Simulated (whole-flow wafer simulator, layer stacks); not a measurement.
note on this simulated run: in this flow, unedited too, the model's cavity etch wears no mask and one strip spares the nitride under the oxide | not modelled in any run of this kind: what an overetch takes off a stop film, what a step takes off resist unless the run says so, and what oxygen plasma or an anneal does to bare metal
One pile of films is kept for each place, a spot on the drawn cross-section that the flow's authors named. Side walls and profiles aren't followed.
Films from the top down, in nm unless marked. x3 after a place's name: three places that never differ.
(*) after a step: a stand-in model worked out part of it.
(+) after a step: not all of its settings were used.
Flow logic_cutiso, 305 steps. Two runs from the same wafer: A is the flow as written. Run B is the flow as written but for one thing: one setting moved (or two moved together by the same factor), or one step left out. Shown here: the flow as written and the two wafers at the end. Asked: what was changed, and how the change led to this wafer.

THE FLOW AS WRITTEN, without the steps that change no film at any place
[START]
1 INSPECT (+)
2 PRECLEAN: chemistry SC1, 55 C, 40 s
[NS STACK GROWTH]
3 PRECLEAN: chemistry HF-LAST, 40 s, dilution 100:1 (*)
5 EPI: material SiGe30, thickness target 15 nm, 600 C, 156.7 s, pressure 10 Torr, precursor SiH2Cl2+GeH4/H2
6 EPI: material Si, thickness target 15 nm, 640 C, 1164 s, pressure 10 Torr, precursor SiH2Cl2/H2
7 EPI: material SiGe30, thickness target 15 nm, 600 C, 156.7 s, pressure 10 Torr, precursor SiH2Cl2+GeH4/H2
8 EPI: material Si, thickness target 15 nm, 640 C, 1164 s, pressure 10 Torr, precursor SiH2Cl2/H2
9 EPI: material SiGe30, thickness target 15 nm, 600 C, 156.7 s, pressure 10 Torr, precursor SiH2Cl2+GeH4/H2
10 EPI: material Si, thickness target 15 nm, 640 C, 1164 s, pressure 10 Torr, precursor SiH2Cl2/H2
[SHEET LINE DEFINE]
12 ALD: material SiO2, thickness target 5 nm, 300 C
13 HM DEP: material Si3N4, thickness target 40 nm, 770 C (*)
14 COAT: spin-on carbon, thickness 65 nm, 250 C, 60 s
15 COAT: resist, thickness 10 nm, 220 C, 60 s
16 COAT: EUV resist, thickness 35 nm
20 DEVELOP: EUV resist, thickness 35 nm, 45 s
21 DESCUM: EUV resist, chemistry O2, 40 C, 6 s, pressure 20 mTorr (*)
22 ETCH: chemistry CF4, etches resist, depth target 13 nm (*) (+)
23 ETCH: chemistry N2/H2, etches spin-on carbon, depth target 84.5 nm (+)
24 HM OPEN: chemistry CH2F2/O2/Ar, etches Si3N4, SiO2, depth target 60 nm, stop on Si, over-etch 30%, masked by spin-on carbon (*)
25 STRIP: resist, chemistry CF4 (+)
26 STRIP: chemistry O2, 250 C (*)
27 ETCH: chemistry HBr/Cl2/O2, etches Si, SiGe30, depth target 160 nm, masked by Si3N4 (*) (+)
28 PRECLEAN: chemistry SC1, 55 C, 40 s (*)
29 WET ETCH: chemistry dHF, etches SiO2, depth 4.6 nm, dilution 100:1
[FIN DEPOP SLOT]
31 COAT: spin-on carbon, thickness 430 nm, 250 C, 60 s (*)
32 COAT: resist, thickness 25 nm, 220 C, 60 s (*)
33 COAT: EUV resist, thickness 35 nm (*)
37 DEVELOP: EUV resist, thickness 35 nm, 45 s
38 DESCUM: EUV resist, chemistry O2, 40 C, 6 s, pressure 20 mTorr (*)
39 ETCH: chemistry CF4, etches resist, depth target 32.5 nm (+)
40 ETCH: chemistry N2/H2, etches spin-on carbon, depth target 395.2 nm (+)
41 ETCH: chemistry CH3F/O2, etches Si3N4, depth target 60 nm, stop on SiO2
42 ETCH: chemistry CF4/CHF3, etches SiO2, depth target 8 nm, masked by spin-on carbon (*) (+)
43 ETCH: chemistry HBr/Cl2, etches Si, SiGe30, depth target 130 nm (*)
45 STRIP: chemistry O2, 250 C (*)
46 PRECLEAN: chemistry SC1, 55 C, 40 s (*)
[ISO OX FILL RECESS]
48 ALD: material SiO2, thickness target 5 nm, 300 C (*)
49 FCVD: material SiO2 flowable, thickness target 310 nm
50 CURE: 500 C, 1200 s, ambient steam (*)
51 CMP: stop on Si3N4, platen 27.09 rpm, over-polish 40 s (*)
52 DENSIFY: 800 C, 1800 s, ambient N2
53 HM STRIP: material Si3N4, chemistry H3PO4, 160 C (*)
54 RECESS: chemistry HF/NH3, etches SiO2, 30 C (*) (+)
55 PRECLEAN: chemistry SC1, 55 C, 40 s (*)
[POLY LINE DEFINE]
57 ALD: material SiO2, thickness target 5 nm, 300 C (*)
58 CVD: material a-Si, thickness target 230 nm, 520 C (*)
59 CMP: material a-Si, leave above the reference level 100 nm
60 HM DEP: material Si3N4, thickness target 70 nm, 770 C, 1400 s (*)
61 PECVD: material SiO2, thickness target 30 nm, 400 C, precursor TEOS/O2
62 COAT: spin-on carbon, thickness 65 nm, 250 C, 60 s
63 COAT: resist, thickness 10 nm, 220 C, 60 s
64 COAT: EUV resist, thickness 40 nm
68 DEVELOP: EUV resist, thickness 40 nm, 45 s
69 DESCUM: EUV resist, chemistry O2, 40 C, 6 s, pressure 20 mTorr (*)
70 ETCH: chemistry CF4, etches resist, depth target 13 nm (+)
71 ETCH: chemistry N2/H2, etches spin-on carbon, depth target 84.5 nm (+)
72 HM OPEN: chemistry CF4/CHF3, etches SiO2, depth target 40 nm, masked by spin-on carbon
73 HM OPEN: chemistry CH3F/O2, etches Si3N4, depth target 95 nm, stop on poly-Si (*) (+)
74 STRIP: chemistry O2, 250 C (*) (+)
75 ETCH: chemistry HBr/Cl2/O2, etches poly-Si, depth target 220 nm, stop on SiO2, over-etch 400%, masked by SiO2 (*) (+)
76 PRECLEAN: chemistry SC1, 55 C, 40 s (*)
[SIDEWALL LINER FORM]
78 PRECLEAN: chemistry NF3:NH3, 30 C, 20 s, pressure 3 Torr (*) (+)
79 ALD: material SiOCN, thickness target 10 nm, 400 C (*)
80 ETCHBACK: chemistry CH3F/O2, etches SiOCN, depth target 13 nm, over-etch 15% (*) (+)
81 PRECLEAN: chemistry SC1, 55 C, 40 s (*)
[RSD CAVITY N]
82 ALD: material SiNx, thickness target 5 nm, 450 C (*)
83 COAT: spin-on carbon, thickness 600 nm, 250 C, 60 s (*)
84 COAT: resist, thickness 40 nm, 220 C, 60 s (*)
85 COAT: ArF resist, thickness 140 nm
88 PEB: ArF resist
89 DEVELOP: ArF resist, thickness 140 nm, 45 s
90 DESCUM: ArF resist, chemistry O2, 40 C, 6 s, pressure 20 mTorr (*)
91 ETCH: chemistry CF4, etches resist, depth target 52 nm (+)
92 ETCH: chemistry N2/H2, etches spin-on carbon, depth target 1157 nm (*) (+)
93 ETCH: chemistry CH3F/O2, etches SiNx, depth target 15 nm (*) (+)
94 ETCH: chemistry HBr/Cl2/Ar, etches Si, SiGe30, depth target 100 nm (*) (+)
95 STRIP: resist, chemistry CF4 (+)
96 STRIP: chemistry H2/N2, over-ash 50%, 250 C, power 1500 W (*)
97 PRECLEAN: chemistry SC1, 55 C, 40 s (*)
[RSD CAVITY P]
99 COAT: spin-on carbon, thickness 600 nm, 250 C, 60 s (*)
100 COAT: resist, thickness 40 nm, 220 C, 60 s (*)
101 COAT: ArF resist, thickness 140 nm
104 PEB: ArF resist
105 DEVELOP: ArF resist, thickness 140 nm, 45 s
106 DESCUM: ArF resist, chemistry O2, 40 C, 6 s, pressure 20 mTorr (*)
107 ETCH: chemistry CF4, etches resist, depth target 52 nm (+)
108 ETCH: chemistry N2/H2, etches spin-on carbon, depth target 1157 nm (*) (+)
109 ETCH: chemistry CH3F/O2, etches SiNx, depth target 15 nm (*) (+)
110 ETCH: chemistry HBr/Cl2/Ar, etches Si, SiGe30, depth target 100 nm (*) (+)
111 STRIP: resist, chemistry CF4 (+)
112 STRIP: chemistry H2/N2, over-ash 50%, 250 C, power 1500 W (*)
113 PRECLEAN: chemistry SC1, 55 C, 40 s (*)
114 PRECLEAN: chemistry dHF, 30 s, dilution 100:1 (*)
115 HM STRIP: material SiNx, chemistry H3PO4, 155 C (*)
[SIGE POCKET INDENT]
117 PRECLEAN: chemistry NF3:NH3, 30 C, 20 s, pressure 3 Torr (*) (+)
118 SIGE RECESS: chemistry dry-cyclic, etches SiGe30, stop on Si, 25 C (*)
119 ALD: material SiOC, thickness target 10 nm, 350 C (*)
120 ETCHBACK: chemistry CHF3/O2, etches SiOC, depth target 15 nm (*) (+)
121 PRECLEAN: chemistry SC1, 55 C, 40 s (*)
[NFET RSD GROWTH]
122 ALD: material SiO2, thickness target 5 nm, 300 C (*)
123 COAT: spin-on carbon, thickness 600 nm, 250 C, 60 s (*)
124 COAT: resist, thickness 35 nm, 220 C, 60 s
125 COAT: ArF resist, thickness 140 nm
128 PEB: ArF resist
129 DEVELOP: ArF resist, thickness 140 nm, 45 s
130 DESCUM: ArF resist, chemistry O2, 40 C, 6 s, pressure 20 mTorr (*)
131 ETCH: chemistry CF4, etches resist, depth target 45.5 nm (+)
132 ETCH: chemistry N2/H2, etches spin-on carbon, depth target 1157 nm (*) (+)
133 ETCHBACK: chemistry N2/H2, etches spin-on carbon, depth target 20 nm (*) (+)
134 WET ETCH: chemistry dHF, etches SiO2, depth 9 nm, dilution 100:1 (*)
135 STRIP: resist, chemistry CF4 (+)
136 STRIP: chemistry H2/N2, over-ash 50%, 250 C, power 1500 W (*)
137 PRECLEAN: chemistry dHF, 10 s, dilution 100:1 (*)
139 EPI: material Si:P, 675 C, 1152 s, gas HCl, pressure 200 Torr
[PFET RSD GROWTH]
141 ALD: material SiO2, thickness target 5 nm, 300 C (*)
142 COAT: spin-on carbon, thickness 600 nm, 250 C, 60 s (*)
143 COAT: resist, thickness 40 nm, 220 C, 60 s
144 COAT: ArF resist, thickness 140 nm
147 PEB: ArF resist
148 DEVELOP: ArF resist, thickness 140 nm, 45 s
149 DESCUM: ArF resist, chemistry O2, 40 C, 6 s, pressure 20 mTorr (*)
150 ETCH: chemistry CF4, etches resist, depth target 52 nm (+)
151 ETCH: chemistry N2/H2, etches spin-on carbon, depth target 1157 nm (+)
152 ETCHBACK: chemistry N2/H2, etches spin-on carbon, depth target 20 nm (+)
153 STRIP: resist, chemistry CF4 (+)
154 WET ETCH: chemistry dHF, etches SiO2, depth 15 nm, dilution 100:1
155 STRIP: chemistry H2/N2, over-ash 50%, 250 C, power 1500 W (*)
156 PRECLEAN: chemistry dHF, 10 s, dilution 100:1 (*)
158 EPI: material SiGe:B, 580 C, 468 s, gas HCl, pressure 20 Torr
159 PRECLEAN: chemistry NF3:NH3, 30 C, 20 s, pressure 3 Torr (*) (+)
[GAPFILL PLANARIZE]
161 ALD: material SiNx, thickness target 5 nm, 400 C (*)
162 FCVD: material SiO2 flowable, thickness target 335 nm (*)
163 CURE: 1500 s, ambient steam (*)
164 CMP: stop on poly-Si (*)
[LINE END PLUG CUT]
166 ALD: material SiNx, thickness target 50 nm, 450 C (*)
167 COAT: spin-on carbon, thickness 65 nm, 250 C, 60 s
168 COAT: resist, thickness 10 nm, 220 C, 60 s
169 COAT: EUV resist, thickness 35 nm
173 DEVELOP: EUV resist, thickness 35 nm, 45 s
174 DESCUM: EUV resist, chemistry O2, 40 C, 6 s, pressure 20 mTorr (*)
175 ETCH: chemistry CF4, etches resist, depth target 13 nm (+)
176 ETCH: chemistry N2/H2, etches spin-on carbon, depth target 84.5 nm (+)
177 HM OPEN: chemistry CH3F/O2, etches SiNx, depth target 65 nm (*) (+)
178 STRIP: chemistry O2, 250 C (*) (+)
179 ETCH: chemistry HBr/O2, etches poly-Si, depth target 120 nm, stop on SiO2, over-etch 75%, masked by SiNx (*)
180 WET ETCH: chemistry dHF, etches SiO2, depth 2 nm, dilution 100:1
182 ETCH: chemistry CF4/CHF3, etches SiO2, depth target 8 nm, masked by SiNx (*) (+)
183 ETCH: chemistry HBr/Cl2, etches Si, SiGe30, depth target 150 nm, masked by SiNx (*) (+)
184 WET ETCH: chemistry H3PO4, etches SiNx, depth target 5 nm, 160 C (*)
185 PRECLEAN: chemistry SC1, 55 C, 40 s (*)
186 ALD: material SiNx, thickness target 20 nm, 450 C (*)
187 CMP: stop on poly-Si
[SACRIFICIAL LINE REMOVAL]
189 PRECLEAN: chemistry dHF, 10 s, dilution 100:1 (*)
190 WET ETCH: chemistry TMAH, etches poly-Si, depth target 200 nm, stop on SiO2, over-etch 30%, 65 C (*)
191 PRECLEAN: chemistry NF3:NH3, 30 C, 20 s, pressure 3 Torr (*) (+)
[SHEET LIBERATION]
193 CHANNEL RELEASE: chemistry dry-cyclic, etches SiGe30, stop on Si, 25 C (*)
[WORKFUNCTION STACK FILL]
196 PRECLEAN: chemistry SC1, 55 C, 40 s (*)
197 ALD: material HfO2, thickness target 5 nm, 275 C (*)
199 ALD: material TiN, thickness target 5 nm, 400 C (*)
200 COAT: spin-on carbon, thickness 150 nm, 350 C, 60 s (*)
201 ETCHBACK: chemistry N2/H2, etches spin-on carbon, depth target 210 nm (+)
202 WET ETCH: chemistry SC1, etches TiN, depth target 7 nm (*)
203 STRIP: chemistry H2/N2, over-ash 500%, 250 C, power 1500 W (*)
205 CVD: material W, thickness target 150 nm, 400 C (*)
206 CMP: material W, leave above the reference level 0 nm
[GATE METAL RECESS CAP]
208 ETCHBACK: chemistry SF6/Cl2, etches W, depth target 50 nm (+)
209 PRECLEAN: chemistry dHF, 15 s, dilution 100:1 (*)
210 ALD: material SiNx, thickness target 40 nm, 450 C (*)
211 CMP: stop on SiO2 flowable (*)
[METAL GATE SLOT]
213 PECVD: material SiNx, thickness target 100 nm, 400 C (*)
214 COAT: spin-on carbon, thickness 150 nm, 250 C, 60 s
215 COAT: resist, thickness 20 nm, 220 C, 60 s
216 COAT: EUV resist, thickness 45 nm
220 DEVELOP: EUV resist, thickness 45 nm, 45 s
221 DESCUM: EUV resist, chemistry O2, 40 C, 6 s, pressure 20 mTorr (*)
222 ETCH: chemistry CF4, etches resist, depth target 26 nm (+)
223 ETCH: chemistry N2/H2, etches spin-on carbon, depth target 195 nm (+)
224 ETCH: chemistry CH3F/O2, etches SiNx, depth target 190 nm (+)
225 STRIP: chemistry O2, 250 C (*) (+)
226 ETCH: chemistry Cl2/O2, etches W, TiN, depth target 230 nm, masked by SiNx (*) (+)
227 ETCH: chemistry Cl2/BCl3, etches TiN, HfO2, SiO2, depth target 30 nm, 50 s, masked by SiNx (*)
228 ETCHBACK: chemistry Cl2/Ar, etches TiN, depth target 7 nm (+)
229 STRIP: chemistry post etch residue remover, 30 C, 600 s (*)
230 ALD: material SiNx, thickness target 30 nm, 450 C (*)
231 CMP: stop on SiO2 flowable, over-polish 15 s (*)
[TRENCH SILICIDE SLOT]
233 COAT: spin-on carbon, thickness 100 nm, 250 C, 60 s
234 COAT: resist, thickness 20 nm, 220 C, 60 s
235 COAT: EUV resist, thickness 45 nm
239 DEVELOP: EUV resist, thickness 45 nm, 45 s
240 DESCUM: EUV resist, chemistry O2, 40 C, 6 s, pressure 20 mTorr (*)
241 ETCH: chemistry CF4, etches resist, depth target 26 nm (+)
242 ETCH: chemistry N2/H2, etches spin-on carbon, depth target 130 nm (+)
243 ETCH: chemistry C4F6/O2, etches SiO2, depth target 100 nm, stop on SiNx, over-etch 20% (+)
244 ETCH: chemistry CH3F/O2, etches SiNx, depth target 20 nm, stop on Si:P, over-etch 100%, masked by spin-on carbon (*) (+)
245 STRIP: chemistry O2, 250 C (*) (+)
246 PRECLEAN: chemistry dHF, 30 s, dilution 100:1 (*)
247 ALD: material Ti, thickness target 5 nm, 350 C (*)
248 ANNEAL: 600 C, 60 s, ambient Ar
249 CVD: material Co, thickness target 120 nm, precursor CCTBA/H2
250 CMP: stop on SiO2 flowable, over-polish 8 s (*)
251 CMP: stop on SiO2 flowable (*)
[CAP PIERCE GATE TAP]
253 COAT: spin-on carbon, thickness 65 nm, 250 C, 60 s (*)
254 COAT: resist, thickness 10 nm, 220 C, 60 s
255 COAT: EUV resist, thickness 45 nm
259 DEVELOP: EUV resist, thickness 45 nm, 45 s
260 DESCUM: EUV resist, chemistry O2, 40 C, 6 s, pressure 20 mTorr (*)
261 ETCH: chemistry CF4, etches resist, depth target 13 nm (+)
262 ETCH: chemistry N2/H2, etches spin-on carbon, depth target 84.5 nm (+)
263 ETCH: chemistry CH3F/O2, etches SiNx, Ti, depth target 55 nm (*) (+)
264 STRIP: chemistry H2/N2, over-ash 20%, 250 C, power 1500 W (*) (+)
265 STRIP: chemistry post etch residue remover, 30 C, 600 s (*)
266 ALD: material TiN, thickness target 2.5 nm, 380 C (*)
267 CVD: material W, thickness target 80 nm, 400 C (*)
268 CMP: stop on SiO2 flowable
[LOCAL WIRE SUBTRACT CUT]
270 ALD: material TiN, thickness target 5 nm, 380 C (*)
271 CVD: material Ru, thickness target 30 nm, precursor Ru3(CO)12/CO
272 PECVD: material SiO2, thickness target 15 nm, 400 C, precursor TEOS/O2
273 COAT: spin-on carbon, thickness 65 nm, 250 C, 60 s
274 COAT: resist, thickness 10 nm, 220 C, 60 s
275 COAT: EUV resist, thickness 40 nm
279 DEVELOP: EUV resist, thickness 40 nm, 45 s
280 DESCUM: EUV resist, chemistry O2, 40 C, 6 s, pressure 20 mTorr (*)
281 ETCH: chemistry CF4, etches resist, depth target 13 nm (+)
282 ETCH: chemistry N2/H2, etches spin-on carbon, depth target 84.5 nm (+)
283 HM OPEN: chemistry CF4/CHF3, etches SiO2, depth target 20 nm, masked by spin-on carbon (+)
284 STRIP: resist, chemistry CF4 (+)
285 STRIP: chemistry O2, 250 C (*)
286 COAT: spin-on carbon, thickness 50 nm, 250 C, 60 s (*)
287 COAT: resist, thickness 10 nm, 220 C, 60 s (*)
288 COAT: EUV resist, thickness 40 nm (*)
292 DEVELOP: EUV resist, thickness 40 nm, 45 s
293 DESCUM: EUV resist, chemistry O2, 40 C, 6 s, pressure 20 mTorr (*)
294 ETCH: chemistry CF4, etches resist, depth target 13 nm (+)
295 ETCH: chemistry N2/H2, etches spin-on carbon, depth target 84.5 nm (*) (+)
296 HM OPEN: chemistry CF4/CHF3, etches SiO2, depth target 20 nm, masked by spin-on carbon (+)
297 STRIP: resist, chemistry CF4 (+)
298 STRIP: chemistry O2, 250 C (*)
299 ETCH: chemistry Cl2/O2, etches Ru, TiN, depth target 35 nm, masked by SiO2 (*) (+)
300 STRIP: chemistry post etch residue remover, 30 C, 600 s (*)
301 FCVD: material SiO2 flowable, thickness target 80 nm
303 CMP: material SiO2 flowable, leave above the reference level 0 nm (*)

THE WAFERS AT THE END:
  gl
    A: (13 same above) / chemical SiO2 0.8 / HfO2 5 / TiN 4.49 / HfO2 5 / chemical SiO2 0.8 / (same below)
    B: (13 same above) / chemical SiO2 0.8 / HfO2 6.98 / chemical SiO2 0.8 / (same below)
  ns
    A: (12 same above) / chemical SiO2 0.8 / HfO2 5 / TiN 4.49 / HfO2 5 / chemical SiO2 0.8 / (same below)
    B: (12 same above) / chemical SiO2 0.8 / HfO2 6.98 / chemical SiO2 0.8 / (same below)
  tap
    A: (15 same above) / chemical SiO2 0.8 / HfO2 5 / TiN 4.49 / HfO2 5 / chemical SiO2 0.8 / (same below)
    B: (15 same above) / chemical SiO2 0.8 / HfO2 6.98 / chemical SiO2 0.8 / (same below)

The cause: step 7, EPI: thickness target 7.5 nm was run, where the flow has thickness target 15 nm; step 7, EPI: 78.3 s was run, where the flow has 156.7 s.

How the change led to this, step by step:
  7 EPI: material SiGe30, thickness target 15 nm, 600 C, 156.7 s, pressure 10 Torr, precursor SiH2Cl2+GeH4/H2
      depop, dpovl, gfld and 19 more: A SiGe30 +15 (new film) | B SiGe30 +7.5 (new film)
  27 ETCH: chemistry HBr/Cl2/O2, etches Si, SiGe30, depth target 160 nm, masked by Si3N4 (*) (+)
      gfld, gxf, iso, lnri: A chemical SiO2 -0.79 (all of it), Si -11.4 (all of it), SiGe30 -15 (all of it), Si -15 (all of it), SiGe30 -15 (all of it), Si -15 (all of it), SiGe30 -15 (all of it), Si -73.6 | B chemical SiO2 -0.79 (all of it), Si -11.4 (all of it), SiGe30 -15 (all of it), Si -15 (all of it), SiGe30 -7.5 (all of it), Si -15 (all of it), SiGe30 -15 (all of it), Si -81.1
      dpovl, nsgap: A chemical SiO2 -0.79 (all of it), Si -11.8 (all of it), SiGe30 -15 (all of it), Si -15 (all of it), SiGe30 -15 (all of it), Si -15 (all of it), SiGe30 -15 (all of it), Si -73.2 | B chemical SiO2 -0.79 (all of it), Si -11.8 (all of it), SiGe30 -15 (all of it), Si -15 (all of it), SiGe30 -7.5 (all of it), Si -15 (all of it), SiGe30 -15 (all of it), Si -80.7
      (and at 1 more place)
  43 ETCH: chemistry HBr/Cl2, etches Si, SiGe30, depth target 130 nm (*)
      depop: A Si -14 (all of it), SiGe30 -15 (all of it), Si -15 (all of it), SiGe30 -15 (all of it), Si -15 (all of it), SiGe30 -15 (all of it), Si -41 | B Si -14 (all of it), SiGe30 -15 (all of it), Si -15 (all of it), SiGe30 -7.5 (all of it), Si -15 (all of it), SiGe30 -15 (all of it), Si -48.5
  94 ETCH: chemistry HBr/Cl2/Ar, etches Si, SiGe30, depth target 100 nm (*) (+)
      rsdn, rsdx: A chemical SiO2 -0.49 (all of it), Si -12.8 (all of it), SiGe30 -15 (all of it), Si -15 (all of it), SiGe30 -15 (all of it), Si -15 (all of it), SiGe30 -15 (all of it), Si -12.2 | B chemical SiO2 -0.49 (all of it), Si -12.8 (all of it), SiGe30 -15 (all of it), Si -15 (all of it), SiGe30 -7.5 (all of it), Si -15 (all of it), SiGe30 -15 (all of it), Si -19.7
  110 ETCH: chemistry HBr/Cl2/Ar, etches Si, SiGe30, depth target 100 nm (*) (+)
      rsdp, rsdw: A chemical SiO2 -0.49 (all of it), Si -12.8 (all of it), SiGe30 -15 (all of it), Si -15 (all of it), SiGe30 -15 (all of it), Si -15 (all of it), SiGe30 -15 (all of it), Si -12.2 | B chemical SiO2 -0.49 (all of it), Si -12.8 (all of it), SiGe30 -15 (all of it), Si -15 (all of it), SiGe30 -7.5 (all of it), Si -15 (all of it), SiGe30 -15 (all of it), Si -19.7
  118 SIGE RECESS: chemistry dry-cyclic, etches SiGe30, stop on Si, 25 C (*)
      lnr, lnrp, lnrt: A SiOCN -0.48, Si -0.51, cavity +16 (new film), SiGe30 -15 (all of it), Si -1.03, cavity +16 (new film), SiGe30 -15 (all of it), Si -1.03, cavity +16 (new film), SiGe30 -15 (all of it), Si -0.51 | B SiOCN -0.48, Si -0.51, cavity +16 (new film), SiGe30 -15 (all of it), Si -1.03, cavity +8.52 (new film), SiGe30 -7.5 (all of it), Si -1.03, cavity +16 (new film), SiGe30 -15 (all of it), Si -0.51
  119 ALD: material SiOC, thickness target 10 nm, 350 C (*)
      lnr, lnrp, lnrt: A SiOC +10 (new film), SiOC +16 (new film), cavity -16 (all of it), SiOC +16 (new film), cavity -16 (all of it), SiOC +16 (new film), cavity -16 (all of it) | B SiOC +10 (new film), SiOC +16 (new film), cavity -16 (all of it), SiOC +8.52 (new film), cavity -8.52 (all of it), SiOC +16 (new film), cavity -16 (all of it)
  183 ETCH: chemistry HBr/Cl2, etches Si, SiGe30, depth target 150 nm, masked by SiNx (*) (+)
      plug: A Si -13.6 (all of it), SiGe30 -15 (all of it), Si -15 (all of it), SiGe30 -15 (all of it), Si -15 (all of it), SiGe30 -15 (all of it), Si -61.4 | B Si -13.6 (all of it), SiGe30 -15 (all of it), Si -15 (all of it), SiGe30 -7.5 (all of it), Si -15 (all of it), SiGe30 -15 (all of it), Si -68.9
  193 CHANNEL RELEASE: chemistry dry-cyclic, etches SiGe30, stop on Si, 25 C (*)
      gl, glp, gxn, gxp, ns, tap: A chemical SiO2 +0.8 (new film), Si -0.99, chemical SiO2 +0.8 (new film), cavity +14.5 (new film), chemical SiO2 +0.8 (new film), SiGe30 -15 (all of it), Si -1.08, chemical SiO2 +0.8 (new film), cavity +14.5 (new film), chemical SiO2 +0.8 (new film), SiGe30 -15 (all of it), Si -1.08, chemical SiO2 +0.8 (new film), cavity +14.5 (new film), chemical SiO2 +0.8 (new film), SiGe30 -15 (all of it), Si -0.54 | B chemical SiO2 +0.8 (new film), Si -0.99, chemical SiO2 +0.8 (new film), cavity +14.5 (new film), chemical SiO2 +0.8 (new film), SiGe30 -15 (all of it), Si -1.08, chemical SiO2 +0.8 (new film), cavity +6.98 (new film), chemical SiO2 +0.8 (new film), SiGe30 -7.5 (all of it), Si -1.08, chemical SiO2 +0.8 (new film), cavity +14.5 (new film), chemical SiO2 +0.8 (new film), SiGe30 -15 (all of it), Si -0.54
  197 ALD: material HfO2, thickness target 5 nm, 275 C (*)
      gl, glp, gxn, gxp, ns, tap: A HfO2 +5 (new film), HfO2 +5 (new film), cavity -10, HfO2 +5 (new film), HfO2 +5 (new film), cavity -10, HfO2 +5 (new film), HfO2 +5 (new film), cavity -10, HfO2 +5 (new film) | B HfO2 +5 (new film), HfO2 +5 (new film), cavity -10, HfO2 +5 (new film), HfO2 +6.98 (new film), cavity -6.98 (all of it), HfO2 +5 (new film), cavity -10, HfO2 +5 (new film)
  199 ALD: material TiN, thickness target 5 nm, 400 C (*)
      gl, glp, tap: A TiN +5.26 (new film), TiN +4.49 (new film), cavity -4.49 (all of it), TiN +4.49 (new film), cavity -4.49 (all of it), TiN +4.49 (new film), cavity -4.49 (all of it) | B TiN +5.26 (new film), TiN +4.49 (new film), cavity -4.49 (all of it), TiN +4.49 (new film), cavity -4.49 (all of it)
      gxn, gxp, ns: A TiN +5 (new film), TiN +4.49 (new film), cavity -4.49 (all of it), TiN +4.49 (new film), cavity -4.49 (all of it), TiN +4.49 (new film), cavity -4.49 (all of it) | B TiN +5 (new film), TiN +4.49 (new film), cavity -4.49 (all of it), TiN +4.49 (new film), cavity -4.49 (all of it)
Counting metal films that touch as one body, gl has 3 bodies (between them, from the top down: HfO2 5 / chemical SiO2 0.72 / Si 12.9 / chemical SiO2 0.8 / HfO2 5; HfO2 5 / chemical SiO2 0.8 / Si 13.9 / chemical SiO2 0.8 / HfO2 6.98 / chemical SiO2 0.8 / Si 13.9 / chemical SiO2 0.8 / HfO2 5); the flow as written gives 4 bodies (between them, from the top down: HfO2 5 / chemical SiO2 0.72 / Si 12.9 / chemical SiO2 0.8 / HfO2 5; HfO2 5 / chemical SiO2 0.8 / Si 13.9 / chemical SiO2 0.8 / HfO2 5; HfO2 5 / chemical SiO2 0.8 / Si 13.9 / chemical SiO2 0.8 / HfO2 5).
Counting metal films that touch as one body, ns has 3 bodies (between them, from the top down: HfO2 5 / chemical SiO2 0.72 / Si 12.9 / chemical SiO2 0.8 / HfO2 5; HfO2 5 / chemical SiO2 0.8 / Si 13.9 / chemical SiO2 0.8 / HfO2 6.98 / chemical SiO2 0.8 / Si 13.9 / chemical SiO2 0.8 / HfO2 5); the flow as written gives 4 bodies (between them, from the top down: HfO2 5 / chemical SiO2 0.72 / Si 12.9 / chemical SiO2 0.8 / HfO2 5; HfO2 5 / chemical SiO2 0.8 / Si 13.9 / chemical SiO2 0.8 / HfO2 5; HfO2 5 / chemical SiO2 0.8 / Si 13.9 / chemical SiO2 0.8 / HfO2 5).
Counting metal films that touch as one body, tap has 3 bodies (between them, from the top down: HfO2 5 / chemical SiO2 0.72 / Si 12.9 / chemical SiO2 0.8 / HfO2 5; HfO2 5 / chemical SiO2 0.8 / Si 13.9 / chemical SiO2 0.8 / HfO2 6.98 / chemical SiO2 0.8 / Si 13.9 / chemical SiO2 0.8 / HfO2 5); the flow as written gives 4 bodies (between them, from the top down: HfO2 5 / chemical SiO2 0.72 / Si 12.9 / chemical SiO2 0.8 / HfO2 5; HfO2 5 / chemical SiO2 0.8 / Si 13.9 / chemical SiO2 0.8 / HfO2 5; HfO2 5 / chemical SiO2 0.8 / Si 13.9 / chemical SiO2 0.8 / HfO2 5).
